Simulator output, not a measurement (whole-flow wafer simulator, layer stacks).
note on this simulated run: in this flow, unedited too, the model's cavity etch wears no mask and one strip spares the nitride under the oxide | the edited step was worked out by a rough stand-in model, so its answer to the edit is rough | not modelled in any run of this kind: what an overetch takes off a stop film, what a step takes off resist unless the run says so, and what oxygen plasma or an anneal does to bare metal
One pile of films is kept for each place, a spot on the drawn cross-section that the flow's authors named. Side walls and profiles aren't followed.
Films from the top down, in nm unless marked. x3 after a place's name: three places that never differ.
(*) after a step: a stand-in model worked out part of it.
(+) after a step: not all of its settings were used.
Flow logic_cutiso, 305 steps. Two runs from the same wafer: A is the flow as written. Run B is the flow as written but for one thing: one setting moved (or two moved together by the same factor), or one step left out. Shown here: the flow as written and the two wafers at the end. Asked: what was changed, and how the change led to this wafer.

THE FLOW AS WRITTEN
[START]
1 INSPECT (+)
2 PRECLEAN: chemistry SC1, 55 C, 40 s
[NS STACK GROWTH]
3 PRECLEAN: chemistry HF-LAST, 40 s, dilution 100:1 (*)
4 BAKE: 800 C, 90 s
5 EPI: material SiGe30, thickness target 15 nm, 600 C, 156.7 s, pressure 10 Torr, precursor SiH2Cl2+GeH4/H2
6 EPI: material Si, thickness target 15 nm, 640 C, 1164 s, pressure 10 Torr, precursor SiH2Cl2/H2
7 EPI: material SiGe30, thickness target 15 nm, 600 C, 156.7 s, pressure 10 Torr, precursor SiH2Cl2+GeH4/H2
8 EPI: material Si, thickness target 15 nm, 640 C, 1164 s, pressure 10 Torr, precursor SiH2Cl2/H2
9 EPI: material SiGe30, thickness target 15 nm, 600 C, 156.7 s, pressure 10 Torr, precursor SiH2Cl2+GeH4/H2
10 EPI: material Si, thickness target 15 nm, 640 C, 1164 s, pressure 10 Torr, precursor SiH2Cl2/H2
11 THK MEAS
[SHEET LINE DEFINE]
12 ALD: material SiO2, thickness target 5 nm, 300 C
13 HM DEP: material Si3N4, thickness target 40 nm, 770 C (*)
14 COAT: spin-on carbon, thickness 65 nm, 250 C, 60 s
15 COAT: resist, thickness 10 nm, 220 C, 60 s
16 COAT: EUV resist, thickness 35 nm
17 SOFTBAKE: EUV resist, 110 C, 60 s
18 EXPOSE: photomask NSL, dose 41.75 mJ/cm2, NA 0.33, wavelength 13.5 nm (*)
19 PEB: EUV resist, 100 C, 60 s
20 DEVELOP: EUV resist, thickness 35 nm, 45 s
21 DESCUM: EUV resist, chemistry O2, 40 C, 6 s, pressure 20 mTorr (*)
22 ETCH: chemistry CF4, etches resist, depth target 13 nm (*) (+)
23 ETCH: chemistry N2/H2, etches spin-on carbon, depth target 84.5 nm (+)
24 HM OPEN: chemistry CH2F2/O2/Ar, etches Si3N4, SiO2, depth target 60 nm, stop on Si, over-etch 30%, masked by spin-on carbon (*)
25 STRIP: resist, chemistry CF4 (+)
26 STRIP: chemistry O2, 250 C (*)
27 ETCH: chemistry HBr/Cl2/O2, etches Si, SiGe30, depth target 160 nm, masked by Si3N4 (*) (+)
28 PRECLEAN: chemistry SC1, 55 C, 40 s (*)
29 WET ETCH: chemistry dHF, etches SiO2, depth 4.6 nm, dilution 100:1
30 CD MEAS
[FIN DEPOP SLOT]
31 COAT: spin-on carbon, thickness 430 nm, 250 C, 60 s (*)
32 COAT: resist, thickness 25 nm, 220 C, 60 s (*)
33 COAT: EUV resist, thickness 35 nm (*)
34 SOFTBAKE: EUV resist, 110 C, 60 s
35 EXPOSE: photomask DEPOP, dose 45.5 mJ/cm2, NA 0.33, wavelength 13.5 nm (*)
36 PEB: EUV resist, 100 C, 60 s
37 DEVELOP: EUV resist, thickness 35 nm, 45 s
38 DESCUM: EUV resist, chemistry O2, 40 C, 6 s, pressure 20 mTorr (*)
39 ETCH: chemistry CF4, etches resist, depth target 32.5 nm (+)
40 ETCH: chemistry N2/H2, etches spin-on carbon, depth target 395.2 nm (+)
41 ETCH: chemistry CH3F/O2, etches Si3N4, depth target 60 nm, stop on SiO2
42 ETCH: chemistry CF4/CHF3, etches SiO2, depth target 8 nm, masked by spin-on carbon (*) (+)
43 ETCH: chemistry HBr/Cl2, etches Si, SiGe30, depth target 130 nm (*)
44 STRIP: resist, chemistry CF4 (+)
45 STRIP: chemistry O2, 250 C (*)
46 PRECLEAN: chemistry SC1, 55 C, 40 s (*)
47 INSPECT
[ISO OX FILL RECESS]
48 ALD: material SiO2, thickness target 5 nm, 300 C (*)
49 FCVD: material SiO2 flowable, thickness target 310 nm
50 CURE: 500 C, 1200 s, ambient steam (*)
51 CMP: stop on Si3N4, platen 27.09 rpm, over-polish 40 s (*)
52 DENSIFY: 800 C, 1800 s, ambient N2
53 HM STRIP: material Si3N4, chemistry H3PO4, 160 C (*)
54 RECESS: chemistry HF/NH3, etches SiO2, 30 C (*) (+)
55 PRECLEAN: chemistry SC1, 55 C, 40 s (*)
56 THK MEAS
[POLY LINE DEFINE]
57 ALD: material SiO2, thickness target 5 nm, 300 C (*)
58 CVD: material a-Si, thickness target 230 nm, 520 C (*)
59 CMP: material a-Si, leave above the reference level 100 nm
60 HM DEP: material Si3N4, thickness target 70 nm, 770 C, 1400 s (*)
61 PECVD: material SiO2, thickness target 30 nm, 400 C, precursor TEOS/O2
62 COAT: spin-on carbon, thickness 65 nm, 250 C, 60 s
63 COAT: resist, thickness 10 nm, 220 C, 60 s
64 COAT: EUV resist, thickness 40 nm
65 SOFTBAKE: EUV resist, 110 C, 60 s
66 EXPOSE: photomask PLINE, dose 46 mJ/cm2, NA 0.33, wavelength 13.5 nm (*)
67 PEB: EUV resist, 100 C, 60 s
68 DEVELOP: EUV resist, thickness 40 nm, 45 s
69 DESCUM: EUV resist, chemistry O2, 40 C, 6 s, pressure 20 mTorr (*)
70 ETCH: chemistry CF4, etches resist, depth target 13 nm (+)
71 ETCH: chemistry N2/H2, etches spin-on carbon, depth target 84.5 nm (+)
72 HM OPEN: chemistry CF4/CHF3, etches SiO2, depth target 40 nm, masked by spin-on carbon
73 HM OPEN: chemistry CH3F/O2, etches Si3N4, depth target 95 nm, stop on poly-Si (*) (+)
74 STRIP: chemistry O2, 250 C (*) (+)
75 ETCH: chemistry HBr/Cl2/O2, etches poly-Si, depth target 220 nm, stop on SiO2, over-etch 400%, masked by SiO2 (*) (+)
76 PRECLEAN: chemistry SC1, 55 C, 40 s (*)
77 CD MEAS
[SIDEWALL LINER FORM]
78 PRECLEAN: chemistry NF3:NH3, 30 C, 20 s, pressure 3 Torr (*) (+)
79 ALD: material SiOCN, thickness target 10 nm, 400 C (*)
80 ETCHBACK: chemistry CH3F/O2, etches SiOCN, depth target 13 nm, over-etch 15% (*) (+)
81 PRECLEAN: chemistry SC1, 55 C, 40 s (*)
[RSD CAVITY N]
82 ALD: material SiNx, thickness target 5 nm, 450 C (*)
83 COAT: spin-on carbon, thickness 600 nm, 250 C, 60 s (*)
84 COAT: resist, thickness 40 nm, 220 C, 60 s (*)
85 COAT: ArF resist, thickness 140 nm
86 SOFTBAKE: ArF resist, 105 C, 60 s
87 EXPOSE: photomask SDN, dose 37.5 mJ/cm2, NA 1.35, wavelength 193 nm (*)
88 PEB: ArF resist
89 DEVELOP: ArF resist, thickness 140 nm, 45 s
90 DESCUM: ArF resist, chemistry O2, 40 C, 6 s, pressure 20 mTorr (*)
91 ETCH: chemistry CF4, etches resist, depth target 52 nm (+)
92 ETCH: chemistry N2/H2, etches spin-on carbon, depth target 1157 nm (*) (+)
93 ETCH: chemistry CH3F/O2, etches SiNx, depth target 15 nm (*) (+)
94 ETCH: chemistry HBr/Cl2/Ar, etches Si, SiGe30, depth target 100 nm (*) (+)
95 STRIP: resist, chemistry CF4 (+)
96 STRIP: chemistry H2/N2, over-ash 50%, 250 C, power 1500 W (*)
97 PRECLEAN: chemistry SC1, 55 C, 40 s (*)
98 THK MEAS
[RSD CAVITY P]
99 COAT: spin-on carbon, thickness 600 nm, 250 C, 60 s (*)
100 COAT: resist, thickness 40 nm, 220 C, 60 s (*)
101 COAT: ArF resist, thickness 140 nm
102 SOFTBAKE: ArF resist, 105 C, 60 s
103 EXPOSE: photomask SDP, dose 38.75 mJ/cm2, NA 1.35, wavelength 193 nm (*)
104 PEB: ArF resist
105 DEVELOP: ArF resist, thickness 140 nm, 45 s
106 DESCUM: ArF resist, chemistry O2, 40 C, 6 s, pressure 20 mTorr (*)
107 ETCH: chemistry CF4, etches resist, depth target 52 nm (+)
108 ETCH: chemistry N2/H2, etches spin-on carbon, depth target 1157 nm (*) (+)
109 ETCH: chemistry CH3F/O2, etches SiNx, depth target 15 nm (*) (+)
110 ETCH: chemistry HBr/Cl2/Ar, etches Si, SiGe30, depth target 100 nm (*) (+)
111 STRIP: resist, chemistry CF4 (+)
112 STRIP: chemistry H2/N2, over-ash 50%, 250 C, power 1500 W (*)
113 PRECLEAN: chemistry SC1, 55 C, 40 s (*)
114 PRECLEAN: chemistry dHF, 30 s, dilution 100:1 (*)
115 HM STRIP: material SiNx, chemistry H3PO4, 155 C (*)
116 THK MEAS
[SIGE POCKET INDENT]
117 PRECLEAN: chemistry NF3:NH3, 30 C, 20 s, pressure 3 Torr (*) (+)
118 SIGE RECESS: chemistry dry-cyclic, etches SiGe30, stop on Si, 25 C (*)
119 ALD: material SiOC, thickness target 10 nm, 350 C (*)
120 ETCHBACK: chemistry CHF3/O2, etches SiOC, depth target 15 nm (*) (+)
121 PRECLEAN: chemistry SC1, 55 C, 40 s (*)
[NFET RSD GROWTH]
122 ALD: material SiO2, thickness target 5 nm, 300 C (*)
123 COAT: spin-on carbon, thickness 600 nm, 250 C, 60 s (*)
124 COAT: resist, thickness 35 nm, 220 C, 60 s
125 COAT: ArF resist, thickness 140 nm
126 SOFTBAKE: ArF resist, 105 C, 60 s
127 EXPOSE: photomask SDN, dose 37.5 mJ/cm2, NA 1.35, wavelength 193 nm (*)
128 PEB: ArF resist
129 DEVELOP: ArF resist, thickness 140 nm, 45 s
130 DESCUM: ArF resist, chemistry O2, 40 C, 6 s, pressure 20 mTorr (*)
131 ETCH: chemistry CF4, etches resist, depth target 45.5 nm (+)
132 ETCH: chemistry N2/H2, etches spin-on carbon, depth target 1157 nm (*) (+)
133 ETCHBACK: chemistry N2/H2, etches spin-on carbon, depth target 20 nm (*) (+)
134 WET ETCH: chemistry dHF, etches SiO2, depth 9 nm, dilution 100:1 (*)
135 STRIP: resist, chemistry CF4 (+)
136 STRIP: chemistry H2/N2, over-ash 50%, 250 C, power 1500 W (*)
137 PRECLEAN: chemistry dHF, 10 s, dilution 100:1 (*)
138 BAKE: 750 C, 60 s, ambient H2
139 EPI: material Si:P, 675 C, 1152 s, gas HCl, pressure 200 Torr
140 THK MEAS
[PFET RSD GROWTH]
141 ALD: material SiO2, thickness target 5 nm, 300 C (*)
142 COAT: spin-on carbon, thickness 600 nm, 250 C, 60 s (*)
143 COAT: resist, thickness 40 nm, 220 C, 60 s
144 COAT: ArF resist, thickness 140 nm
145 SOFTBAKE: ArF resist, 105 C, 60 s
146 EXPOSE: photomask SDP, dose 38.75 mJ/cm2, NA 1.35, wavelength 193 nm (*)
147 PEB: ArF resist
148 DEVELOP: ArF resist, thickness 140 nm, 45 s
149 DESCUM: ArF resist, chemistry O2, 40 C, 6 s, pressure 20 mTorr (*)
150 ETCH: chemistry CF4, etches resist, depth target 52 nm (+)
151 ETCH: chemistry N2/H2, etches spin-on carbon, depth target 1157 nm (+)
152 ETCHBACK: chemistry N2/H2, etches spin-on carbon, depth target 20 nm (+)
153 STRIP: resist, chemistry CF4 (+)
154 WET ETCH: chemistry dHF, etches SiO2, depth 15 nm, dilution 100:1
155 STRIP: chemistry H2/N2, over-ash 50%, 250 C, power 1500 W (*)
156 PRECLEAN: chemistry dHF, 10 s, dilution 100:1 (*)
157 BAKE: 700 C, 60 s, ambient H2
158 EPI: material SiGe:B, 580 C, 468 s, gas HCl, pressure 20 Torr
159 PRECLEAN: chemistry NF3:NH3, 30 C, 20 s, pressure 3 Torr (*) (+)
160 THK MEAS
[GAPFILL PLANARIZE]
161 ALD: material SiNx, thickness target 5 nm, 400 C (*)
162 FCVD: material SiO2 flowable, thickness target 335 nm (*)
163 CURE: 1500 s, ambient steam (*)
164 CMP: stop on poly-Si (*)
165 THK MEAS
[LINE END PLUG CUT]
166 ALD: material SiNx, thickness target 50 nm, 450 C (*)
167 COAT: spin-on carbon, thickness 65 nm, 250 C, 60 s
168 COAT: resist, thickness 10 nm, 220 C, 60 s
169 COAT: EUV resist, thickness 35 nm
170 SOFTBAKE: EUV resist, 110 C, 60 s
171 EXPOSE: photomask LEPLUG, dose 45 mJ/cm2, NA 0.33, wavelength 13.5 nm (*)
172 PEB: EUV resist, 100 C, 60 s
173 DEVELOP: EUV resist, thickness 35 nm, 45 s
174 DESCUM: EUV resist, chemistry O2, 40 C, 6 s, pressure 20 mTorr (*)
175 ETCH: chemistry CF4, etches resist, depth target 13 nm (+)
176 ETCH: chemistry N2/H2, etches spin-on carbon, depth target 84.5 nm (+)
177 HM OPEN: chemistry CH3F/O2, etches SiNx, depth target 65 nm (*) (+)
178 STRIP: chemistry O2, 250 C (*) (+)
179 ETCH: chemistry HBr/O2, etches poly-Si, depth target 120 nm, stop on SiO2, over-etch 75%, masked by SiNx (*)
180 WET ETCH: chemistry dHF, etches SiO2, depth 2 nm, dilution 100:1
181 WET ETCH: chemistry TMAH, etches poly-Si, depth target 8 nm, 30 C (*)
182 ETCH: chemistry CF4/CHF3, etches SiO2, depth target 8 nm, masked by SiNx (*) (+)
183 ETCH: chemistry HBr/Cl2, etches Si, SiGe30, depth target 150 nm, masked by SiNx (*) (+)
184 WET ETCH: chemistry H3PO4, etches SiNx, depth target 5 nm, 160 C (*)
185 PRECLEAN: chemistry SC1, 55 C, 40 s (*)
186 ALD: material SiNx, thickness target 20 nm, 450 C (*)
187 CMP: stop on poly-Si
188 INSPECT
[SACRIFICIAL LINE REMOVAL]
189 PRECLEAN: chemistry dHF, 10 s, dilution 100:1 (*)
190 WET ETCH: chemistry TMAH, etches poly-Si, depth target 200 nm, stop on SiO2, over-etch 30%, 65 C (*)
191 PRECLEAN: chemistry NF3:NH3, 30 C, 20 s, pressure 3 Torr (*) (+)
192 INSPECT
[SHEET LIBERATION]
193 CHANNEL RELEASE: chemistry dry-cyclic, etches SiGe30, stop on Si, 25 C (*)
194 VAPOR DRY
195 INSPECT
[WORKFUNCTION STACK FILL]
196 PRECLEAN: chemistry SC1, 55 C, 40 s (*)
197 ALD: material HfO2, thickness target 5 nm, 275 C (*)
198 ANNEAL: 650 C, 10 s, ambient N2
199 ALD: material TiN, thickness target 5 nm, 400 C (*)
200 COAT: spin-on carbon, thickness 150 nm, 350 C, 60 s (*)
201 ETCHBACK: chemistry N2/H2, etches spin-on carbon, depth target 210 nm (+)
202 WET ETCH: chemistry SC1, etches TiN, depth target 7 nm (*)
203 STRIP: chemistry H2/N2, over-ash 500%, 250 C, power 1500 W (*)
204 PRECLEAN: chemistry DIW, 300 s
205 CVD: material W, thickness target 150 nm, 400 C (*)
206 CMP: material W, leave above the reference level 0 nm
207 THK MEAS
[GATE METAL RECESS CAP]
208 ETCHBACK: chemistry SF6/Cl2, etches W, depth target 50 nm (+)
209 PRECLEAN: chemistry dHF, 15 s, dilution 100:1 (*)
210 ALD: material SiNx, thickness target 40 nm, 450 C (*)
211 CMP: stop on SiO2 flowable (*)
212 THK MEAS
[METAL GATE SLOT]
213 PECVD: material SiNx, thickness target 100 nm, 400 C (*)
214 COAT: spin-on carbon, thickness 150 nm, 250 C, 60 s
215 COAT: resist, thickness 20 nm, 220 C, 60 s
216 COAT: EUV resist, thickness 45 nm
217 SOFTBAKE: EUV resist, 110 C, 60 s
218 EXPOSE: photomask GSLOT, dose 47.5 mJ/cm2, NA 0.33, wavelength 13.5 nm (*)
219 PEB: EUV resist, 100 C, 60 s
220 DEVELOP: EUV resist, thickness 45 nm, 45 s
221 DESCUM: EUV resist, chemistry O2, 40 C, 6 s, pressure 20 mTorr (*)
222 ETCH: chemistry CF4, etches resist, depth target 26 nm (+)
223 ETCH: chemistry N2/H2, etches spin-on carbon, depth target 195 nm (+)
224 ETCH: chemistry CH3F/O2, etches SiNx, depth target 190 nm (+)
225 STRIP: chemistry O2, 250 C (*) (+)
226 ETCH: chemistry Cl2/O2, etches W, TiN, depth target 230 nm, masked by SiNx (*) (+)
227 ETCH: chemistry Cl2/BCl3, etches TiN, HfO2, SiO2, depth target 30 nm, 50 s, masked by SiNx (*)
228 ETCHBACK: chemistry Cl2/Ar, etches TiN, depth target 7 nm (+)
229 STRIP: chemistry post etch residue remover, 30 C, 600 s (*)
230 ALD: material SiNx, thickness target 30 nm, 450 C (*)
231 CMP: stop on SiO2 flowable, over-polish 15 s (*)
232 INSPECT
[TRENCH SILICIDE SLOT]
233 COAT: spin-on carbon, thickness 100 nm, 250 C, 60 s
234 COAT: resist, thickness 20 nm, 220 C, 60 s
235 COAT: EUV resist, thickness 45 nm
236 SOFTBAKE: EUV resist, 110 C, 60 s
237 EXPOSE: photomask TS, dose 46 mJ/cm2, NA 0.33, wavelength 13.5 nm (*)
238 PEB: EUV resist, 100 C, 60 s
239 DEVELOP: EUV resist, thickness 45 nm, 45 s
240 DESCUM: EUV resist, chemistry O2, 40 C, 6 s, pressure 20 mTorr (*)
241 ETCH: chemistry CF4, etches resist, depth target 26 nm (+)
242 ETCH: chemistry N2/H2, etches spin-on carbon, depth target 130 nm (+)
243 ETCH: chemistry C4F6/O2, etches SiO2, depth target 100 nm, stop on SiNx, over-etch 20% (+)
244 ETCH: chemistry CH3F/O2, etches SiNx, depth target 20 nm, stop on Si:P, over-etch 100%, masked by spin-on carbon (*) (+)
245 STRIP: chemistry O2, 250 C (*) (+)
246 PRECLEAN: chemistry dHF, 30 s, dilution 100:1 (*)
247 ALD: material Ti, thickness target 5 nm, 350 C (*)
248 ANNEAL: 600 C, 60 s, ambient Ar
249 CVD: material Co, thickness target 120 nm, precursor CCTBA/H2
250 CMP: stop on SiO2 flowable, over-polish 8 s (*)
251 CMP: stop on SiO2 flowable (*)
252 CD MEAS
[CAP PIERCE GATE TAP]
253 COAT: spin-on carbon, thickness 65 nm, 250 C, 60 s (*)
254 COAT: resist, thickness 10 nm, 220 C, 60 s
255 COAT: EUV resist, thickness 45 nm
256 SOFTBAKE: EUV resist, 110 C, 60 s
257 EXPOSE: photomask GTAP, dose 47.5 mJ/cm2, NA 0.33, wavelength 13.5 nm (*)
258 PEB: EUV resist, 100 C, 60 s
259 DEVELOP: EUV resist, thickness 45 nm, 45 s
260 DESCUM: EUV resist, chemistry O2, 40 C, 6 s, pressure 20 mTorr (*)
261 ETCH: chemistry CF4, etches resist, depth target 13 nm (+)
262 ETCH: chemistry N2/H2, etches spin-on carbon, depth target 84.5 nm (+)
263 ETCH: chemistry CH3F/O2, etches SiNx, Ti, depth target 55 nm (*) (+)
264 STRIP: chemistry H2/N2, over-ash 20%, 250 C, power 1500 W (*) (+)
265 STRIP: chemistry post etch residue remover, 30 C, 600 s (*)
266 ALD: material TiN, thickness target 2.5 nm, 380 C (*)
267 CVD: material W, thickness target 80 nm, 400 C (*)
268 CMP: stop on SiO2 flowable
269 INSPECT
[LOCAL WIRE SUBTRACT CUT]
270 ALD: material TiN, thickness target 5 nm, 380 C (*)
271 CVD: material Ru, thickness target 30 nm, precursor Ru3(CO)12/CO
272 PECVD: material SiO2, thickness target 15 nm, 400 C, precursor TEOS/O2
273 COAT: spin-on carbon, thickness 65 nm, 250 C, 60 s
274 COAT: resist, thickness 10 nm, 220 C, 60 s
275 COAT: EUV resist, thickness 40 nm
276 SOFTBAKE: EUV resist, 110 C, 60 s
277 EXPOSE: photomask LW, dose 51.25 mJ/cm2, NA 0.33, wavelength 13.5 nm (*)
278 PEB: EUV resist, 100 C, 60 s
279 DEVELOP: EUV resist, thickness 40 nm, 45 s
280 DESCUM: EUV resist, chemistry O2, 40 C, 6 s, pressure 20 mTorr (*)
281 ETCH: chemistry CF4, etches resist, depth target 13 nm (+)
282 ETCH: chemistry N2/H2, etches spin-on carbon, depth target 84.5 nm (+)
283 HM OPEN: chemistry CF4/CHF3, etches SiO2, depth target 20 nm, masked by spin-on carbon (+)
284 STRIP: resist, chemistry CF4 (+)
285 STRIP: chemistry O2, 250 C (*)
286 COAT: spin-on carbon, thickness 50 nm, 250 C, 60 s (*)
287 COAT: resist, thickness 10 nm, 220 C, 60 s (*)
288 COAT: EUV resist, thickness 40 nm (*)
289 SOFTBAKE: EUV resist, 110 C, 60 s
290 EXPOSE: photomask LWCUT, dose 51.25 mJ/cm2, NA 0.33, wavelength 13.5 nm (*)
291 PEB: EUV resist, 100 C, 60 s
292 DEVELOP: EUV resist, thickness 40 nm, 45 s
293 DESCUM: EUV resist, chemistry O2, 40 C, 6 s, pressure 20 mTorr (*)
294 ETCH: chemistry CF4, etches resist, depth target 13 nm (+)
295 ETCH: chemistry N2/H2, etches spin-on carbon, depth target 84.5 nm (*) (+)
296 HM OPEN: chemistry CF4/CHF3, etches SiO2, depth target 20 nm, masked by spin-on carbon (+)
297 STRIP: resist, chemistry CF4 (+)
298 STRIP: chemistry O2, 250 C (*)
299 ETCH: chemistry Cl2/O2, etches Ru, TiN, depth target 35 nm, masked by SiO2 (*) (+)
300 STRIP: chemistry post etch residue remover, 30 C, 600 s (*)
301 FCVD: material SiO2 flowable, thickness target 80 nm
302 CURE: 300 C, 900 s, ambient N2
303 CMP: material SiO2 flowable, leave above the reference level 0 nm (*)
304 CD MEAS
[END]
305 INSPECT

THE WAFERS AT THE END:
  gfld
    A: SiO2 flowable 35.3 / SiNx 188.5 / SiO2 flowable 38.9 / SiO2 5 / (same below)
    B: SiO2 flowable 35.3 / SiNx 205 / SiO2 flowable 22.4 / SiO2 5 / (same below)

The cause: step 227, ETCH: depth target 46.5 nm was run, where the flow has depth target 30 nm; step 227, ETCH: 77.5 s was run, where the flow has 50 s.

How the change led to this, step by step:
  227 ETCH: chemistry Cl2/BCl3, etches TiN, HfO2, SiO2, depth target 30 nm, 50 s, masked by SiNx (*)
      depop, dpovl, gl and 18 more: A SiNx -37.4 | B SiNx -58
      gfld: A HfO2 -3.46 (all of it), SiO2 flowable -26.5 | B HfO2 -3.46 (all of it), SiO2 flowable -43
  231 CMP: stop on SiO2 flowable, over-polish 15 s (*)
      depop, dpovl, gl and 9 more: A SiNx -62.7 | B SiNx -42.1
      lnr, lnri, lnrp, lnrt: A SiNx -61 (all of it), SiOCN -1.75 | B SiNx -40.4 (all of it), SiOCN -1.75
      (and at 6 more places)
